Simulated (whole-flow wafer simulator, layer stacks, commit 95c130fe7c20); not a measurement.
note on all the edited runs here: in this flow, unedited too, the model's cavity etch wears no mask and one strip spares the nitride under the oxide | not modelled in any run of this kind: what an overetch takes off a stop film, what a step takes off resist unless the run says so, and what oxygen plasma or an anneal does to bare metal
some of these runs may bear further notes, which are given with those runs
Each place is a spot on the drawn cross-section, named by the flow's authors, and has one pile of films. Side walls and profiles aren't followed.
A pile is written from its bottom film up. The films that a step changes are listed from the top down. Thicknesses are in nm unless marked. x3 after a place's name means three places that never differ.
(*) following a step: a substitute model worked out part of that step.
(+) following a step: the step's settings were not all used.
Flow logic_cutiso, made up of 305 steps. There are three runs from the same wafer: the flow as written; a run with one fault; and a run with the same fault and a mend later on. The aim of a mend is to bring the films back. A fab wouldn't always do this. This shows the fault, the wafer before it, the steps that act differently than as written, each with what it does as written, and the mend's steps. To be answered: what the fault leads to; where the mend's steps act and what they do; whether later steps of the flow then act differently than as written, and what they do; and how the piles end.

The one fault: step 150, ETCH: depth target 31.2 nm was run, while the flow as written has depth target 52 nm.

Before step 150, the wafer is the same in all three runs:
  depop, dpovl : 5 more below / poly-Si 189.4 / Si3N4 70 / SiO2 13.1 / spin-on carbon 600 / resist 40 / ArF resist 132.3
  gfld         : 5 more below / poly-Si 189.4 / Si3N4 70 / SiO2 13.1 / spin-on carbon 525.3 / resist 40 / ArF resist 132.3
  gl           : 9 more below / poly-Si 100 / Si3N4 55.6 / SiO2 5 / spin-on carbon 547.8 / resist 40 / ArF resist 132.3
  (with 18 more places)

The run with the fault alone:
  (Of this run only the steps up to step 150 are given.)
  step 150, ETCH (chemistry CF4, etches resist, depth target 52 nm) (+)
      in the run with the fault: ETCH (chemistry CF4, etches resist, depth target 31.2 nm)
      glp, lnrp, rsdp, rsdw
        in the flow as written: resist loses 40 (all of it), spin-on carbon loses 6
        in the run with the fault: resist loses 31.2
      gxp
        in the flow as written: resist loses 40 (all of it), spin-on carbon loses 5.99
        in the run with the fault: resist loses 31.2
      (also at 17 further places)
  The piles after step 150 differ from the flow's at depop, dpovl, gfld and 19 more by more than 2% or 0.5 nm, whichever is larger.
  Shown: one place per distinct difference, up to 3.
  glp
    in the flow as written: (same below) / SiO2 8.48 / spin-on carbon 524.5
    in the run with the fault: (same below) / SiO2 8.48 / spin-on carbon 530.5 / resist 8.8
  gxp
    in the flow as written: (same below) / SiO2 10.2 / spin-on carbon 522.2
    in the run with the fault: (same below) / SiO2 10.2 / spin-on carbon 528.2 / resist 8.81
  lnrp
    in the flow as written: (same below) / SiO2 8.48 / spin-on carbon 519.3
    in the run with the fault: (same below) / SiO2 8.48 / spin-on carbon 525.3 / resist 8.8

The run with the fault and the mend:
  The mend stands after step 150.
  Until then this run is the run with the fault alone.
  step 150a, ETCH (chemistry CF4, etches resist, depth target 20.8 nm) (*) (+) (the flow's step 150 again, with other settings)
      depop, dpovl, gfld and 14 more
        ArF resist loses 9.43
      glp, lnrp, rsdp
        resist loses 8.8 (all of it), spin-on carbon loses 2.2
      gxp, rsdw
        resist loses 8.81 (all of it), spin-on carbon loses 2.2
  Later steps of the flow acting differently than as written (not shown: 1 more step that differs only slightly, by at most 2% or 0.5 nm, whichever is larger):
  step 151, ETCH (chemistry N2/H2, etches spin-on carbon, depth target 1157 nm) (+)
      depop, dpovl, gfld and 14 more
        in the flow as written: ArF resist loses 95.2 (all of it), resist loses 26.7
        in the run with the mend: ArF resist loses 100.6 (all of it), resist loses 26.7
  At every place that both follow, the piles at the end match the flow's.
